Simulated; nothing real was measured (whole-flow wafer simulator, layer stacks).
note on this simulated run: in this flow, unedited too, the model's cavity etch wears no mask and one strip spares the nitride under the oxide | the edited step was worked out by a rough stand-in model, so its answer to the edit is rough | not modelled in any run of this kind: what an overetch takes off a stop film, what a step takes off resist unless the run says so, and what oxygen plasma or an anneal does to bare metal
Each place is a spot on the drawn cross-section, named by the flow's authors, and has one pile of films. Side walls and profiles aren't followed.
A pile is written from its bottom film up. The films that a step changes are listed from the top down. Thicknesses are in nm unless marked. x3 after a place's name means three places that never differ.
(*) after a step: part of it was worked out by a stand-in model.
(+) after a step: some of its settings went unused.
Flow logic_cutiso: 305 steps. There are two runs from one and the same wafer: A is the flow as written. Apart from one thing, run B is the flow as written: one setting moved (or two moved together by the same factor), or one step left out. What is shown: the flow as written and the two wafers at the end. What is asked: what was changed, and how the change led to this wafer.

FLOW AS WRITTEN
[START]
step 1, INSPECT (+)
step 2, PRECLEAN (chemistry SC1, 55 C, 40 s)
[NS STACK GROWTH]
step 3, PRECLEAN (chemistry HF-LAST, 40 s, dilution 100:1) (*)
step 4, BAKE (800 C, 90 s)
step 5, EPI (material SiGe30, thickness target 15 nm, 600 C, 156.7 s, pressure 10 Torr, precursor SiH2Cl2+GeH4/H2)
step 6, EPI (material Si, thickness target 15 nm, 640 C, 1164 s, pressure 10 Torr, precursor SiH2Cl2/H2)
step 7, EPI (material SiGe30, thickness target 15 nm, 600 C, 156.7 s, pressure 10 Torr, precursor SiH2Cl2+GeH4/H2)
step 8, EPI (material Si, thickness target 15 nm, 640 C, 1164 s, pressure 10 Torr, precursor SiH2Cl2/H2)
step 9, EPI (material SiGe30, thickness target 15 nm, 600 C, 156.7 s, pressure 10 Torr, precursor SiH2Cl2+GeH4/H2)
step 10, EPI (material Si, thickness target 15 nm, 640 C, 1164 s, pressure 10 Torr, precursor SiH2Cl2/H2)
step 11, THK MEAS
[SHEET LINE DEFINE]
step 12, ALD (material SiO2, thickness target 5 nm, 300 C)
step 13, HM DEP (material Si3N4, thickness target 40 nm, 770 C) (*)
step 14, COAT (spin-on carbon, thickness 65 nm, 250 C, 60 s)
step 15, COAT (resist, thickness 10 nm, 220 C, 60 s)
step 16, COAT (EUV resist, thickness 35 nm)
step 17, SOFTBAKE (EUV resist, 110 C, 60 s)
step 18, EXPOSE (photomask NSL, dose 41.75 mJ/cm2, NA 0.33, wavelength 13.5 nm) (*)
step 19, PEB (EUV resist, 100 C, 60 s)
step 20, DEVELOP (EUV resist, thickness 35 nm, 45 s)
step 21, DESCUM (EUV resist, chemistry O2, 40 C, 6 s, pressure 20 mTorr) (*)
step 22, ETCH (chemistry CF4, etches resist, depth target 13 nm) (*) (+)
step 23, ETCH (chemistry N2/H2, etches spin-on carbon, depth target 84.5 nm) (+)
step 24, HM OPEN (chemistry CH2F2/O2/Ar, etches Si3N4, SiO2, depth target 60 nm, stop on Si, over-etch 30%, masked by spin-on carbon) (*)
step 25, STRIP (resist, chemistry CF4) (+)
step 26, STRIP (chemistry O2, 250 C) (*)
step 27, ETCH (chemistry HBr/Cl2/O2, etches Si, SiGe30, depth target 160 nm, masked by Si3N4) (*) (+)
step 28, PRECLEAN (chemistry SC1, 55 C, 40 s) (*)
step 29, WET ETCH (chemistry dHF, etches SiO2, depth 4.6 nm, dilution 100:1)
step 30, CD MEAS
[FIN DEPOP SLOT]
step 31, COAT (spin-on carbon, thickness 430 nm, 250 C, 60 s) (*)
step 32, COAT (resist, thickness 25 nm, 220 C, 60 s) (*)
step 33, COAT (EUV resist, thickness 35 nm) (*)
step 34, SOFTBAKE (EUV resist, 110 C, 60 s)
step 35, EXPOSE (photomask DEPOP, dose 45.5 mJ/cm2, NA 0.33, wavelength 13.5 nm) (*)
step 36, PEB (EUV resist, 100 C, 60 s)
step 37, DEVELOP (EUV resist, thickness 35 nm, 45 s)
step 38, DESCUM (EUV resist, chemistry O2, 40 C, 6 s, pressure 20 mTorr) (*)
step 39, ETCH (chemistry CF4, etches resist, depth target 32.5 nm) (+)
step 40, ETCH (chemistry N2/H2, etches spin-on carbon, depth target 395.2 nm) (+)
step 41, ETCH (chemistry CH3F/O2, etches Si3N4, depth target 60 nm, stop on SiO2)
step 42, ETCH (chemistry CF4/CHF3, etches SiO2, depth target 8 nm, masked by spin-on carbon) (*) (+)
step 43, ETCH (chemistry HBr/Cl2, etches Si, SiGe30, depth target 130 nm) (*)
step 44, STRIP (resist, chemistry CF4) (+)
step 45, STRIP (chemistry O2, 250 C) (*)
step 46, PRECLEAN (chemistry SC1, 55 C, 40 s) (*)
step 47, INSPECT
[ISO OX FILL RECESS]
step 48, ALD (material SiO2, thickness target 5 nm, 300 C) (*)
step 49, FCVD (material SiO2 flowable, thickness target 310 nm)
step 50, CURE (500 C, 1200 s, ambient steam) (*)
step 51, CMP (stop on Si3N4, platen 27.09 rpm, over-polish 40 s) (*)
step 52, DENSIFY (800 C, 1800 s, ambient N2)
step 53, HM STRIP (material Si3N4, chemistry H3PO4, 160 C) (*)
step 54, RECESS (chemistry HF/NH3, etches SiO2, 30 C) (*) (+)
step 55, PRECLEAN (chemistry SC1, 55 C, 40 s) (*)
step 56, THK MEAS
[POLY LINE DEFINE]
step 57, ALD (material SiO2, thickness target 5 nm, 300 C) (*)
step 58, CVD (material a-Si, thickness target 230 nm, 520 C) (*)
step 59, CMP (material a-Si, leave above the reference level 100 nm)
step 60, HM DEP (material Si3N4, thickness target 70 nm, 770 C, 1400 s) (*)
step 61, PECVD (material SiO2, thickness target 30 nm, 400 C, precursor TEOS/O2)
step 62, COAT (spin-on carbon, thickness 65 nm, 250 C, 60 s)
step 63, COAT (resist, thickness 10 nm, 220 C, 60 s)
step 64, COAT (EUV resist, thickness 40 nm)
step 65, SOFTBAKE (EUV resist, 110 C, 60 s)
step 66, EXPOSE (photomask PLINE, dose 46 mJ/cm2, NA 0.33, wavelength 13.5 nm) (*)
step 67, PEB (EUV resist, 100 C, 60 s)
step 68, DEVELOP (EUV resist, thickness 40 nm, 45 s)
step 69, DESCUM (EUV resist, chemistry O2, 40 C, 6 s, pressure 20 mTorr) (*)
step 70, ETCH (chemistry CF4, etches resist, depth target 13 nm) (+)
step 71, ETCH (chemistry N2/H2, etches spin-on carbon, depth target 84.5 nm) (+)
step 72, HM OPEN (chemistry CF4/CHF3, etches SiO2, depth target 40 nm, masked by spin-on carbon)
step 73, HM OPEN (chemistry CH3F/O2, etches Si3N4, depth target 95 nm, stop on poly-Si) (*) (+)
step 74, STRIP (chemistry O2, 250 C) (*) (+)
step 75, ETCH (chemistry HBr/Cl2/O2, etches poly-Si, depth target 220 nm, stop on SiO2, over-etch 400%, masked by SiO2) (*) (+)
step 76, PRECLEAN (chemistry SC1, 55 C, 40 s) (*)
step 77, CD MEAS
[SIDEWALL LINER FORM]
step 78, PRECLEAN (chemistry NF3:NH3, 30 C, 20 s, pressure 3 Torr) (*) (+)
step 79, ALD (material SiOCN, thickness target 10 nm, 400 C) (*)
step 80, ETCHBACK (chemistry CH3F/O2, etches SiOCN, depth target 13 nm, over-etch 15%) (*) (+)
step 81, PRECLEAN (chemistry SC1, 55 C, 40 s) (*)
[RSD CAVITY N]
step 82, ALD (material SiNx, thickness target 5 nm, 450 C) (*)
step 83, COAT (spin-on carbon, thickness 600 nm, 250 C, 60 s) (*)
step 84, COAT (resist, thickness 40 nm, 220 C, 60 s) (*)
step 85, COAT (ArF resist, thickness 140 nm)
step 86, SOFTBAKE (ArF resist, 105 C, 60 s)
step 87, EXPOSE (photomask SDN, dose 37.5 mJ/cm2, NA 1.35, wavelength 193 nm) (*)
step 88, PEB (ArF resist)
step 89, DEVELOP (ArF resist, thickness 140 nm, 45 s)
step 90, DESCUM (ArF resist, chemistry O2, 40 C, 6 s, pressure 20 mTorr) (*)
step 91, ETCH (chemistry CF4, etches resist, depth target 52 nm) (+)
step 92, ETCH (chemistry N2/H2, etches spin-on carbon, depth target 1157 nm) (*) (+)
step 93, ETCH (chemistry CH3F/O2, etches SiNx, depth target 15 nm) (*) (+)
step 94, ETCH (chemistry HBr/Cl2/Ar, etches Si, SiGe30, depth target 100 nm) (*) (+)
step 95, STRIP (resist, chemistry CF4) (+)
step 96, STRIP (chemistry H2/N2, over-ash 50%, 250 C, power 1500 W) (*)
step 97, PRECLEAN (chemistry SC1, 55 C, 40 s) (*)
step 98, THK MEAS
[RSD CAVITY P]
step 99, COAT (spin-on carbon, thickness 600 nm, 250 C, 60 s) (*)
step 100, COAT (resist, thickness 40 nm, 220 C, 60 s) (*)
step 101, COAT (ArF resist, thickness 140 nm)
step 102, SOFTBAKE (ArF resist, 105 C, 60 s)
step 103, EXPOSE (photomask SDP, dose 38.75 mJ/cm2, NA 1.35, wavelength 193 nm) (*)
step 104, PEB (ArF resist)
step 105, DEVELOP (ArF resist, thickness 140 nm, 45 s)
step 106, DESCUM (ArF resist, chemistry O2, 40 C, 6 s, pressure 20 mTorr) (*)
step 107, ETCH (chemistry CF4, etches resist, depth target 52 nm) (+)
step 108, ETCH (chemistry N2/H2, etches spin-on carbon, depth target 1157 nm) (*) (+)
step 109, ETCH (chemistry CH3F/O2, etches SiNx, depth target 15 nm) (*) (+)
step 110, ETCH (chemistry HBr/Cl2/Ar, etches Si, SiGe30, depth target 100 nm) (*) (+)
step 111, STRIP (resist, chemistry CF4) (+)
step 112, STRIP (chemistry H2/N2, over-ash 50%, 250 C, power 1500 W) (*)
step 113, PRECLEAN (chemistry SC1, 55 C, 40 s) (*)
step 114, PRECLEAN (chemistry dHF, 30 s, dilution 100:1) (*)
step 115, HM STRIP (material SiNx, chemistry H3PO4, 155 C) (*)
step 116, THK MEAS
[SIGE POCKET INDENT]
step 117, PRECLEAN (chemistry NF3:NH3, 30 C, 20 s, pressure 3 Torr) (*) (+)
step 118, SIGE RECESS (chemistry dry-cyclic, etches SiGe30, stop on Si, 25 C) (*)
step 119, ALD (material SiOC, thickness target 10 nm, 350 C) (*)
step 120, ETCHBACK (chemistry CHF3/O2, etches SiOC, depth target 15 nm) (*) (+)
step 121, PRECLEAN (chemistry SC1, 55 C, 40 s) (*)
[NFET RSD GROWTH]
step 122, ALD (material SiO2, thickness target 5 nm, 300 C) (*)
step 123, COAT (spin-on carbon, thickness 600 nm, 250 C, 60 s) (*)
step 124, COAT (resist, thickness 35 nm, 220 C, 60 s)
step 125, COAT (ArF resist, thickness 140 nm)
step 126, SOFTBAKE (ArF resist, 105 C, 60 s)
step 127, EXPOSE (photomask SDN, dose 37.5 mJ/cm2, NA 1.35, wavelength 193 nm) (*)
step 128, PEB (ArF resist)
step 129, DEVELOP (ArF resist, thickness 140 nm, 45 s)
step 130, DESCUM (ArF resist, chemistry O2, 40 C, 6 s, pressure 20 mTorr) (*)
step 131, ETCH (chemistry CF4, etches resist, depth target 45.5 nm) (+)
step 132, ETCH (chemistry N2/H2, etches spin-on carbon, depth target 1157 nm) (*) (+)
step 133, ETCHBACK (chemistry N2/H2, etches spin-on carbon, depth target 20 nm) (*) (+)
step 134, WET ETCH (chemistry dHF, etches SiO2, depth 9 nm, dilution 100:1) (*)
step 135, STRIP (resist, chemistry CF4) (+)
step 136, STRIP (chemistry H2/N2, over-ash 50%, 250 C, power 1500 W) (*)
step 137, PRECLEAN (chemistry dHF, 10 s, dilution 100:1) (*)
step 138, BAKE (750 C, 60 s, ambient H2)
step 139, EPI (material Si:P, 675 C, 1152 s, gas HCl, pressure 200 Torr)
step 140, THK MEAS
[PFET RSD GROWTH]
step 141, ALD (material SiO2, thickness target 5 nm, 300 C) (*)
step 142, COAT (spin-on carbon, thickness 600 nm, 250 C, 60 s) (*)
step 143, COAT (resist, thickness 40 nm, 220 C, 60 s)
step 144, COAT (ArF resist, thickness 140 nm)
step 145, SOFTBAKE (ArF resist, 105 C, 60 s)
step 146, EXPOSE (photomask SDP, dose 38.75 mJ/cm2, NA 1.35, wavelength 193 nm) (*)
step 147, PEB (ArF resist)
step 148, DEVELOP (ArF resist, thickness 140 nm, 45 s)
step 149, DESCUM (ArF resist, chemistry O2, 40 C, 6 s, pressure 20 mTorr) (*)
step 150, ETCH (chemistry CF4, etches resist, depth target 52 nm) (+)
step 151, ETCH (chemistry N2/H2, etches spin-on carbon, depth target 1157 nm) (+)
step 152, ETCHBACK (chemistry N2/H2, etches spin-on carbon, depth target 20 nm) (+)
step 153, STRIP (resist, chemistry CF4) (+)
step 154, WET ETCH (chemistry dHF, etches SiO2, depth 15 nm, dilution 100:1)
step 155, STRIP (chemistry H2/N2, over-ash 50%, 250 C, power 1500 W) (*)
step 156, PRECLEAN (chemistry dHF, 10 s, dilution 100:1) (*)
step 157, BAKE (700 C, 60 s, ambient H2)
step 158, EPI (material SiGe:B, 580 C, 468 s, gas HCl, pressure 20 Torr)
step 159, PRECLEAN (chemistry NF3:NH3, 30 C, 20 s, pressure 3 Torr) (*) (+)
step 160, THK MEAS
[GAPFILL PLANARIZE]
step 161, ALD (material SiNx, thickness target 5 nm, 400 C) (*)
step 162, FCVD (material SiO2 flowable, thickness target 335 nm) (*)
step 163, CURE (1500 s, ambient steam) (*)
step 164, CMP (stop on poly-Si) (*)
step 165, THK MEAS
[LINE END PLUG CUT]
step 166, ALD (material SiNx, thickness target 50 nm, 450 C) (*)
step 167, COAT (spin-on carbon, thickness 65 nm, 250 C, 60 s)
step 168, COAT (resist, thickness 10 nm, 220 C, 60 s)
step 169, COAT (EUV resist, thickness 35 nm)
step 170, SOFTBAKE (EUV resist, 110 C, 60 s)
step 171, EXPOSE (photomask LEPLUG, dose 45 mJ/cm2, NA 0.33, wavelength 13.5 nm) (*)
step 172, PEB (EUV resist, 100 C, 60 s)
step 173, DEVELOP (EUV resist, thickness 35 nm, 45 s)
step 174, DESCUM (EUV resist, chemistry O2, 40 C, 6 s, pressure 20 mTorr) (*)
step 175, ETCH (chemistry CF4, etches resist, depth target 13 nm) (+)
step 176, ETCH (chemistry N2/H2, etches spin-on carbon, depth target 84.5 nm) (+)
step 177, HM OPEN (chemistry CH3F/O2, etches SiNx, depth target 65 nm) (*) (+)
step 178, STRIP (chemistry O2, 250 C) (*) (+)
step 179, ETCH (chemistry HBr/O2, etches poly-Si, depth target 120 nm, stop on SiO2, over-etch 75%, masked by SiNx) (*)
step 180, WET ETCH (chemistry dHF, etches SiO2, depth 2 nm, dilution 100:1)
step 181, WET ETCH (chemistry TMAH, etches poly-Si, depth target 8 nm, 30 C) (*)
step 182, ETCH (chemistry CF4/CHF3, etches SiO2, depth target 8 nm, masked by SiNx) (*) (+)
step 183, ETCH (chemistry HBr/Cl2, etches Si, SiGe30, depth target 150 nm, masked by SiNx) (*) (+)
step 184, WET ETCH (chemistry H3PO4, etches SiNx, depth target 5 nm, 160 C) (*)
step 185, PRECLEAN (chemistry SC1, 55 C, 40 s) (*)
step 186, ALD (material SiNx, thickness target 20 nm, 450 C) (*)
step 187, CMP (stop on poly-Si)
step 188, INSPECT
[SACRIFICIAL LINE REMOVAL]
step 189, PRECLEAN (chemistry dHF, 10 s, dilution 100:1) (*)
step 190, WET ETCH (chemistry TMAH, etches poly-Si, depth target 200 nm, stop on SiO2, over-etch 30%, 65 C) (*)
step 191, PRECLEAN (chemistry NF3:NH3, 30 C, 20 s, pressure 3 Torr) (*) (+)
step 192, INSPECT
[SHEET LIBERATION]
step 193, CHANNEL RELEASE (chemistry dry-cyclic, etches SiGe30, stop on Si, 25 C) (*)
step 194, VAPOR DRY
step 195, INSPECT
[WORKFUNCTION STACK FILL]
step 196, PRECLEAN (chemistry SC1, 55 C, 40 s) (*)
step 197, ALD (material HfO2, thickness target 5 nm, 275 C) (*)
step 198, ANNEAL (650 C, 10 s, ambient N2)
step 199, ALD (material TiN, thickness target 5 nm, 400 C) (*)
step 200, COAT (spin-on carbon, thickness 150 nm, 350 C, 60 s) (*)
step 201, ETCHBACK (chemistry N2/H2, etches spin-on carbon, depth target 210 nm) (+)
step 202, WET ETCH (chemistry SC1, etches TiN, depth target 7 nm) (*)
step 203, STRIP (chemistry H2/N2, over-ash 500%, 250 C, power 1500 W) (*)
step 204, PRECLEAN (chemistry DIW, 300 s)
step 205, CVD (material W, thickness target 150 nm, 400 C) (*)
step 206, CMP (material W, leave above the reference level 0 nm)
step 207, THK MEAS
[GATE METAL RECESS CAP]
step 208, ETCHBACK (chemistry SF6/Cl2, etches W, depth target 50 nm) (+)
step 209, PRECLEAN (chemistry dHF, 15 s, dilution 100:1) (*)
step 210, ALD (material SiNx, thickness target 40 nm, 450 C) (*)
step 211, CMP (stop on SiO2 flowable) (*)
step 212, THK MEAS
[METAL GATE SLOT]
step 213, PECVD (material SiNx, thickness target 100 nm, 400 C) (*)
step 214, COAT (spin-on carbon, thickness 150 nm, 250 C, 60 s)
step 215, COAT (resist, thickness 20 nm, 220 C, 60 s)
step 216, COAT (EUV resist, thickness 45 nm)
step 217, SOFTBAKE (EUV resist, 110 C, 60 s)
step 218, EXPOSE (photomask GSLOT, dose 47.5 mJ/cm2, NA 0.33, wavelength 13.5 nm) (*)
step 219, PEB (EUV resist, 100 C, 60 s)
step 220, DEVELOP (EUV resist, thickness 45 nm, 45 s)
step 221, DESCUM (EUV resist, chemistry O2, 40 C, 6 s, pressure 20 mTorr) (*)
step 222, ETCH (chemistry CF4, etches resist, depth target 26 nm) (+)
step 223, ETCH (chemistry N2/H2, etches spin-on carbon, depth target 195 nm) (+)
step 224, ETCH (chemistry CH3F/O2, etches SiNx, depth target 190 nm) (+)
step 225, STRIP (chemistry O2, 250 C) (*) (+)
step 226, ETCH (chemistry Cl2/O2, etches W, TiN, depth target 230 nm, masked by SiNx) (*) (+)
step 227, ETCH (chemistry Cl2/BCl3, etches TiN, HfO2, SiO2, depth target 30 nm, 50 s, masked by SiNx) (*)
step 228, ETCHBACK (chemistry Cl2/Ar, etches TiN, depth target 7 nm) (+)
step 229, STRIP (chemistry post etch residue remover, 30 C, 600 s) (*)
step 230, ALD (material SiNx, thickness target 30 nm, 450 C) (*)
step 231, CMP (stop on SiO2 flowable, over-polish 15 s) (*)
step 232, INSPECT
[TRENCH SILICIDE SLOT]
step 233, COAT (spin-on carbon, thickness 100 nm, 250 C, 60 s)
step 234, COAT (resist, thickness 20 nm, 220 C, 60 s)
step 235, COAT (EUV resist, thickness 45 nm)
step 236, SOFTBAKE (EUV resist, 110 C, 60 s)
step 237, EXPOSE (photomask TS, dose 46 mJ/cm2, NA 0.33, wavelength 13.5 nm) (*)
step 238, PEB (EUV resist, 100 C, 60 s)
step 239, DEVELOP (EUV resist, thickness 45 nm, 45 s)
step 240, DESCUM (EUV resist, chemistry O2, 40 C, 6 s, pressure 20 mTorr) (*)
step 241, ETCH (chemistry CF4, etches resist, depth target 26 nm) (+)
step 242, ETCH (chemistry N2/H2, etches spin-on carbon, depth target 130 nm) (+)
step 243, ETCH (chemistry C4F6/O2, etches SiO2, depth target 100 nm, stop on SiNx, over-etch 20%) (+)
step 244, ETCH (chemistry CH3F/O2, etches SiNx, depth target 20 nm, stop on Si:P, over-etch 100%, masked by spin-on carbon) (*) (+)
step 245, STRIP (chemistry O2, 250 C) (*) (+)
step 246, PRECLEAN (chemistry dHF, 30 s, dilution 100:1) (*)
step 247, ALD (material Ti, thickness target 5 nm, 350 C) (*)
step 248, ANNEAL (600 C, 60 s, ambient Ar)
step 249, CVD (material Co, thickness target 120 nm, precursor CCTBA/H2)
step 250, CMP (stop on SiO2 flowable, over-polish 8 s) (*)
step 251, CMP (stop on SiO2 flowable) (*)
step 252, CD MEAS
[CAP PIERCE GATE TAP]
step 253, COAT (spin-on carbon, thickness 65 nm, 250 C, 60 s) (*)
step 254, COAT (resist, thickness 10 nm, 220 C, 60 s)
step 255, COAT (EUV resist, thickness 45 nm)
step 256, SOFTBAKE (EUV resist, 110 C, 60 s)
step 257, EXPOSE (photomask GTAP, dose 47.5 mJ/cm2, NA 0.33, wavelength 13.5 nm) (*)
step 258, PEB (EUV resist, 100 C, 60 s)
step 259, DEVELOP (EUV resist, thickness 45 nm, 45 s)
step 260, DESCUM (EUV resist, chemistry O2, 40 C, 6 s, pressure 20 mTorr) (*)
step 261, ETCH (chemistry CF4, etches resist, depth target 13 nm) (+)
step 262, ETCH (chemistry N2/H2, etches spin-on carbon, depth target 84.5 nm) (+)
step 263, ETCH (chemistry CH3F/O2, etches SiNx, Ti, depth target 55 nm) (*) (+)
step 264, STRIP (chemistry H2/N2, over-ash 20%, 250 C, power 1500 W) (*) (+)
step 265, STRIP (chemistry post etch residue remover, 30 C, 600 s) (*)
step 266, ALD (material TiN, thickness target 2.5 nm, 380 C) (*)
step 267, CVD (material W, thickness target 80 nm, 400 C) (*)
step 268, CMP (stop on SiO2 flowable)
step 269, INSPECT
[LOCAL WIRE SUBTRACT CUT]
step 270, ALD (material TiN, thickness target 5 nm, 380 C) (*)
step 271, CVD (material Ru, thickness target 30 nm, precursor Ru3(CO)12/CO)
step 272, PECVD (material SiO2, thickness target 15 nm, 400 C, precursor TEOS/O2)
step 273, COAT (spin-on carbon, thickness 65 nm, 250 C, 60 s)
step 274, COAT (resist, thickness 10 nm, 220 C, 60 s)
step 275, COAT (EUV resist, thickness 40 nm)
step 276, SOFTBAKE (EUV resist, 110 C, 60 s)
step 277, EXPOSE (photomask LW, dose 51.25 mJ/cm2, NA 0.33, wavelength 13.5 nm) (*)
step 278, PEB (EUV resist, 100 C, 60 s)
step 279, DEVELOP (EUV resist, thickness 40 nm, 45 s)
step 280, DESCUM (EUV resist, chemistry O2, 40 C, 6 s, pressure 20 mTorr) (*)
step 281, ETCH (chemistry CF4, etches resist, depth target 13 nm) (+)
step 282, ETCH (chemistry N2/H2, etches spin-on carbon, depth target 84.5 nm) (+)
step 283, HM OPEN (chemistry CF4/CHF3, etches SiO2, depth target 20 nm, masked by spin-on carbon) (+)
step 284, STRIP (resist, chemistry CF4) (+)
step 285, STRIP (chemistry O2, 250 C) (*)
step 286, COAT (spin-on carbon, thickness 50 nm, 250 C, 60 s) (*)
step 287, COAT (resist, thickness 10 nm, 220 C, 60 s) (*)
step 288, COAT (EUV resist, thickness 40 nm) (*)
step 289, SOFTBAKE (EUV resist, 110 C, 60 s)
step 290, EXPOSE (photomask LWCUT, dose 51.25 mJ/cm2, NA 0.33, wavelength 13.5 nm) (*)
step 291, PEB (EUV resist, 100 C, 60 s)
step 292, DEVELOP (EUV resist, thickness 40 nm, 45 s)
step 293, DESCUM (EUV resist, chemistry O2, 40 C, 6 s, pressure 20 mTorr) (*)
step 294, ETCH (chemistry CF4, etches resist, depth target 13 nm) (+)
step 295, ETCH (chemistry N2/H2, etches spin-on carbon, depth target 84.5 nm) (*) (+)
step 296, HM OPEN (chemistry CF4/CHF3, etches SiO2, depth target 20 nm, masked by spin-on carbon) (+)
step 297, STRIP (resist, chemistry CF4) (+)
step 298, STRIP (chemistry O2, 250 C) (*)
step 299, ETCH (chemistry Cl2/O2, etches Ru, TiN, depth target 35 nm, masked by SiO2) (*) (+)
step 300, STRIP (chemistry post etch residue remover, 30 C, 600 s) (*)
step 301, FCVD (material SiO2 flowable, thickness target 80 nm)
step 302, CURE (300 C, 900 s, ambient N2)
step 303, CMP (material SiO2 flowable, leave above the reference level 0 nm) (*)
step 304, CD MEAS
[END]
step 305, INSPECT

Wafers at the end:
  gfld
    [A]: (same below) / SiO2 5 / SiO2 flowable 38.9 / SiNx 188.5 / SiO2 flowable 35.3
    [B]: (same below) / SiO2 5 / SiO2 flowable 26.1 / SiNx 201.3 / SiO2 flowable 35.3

The reason: step 227, ETCH: depth target 42.8 nm was run, though the flow has depth target 30 nm; step 227, ETCH: 71.2 s was run, where the flow has 50 s.

The path from the change to this, step by step:
  step 227, ETCH (chemistry Cl2/BCl3, etches TiN, HfO2, SiO2, depth target 30 nm, 50 s, masked by SiNx) (*)
      depop, dpovl, gl and 18 more: A SiNx loses 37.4 | B SiNx loses 53.3
      gfld: A HfO2 loses 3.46 (all of it), SiO2 flowable loses 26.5 | B HfO2 loses 3.46 (all of it), SiO2 flowable loses 39.3
  step 231, CMP (stop on SiO2 flowable, over-polish 15 s) (*)
      depop, dpovl, gl and 9 more: A SiNx loses 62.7 | B SiNx loses 46.8
      lnr, lnri, lnrp, lnrt: A SiNx loses 61 (all of it), SiOCN loses 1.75 | B SiNx loses 45.1 (all of it), SiOCN loses 1.75
      (and at 6 other places as well)
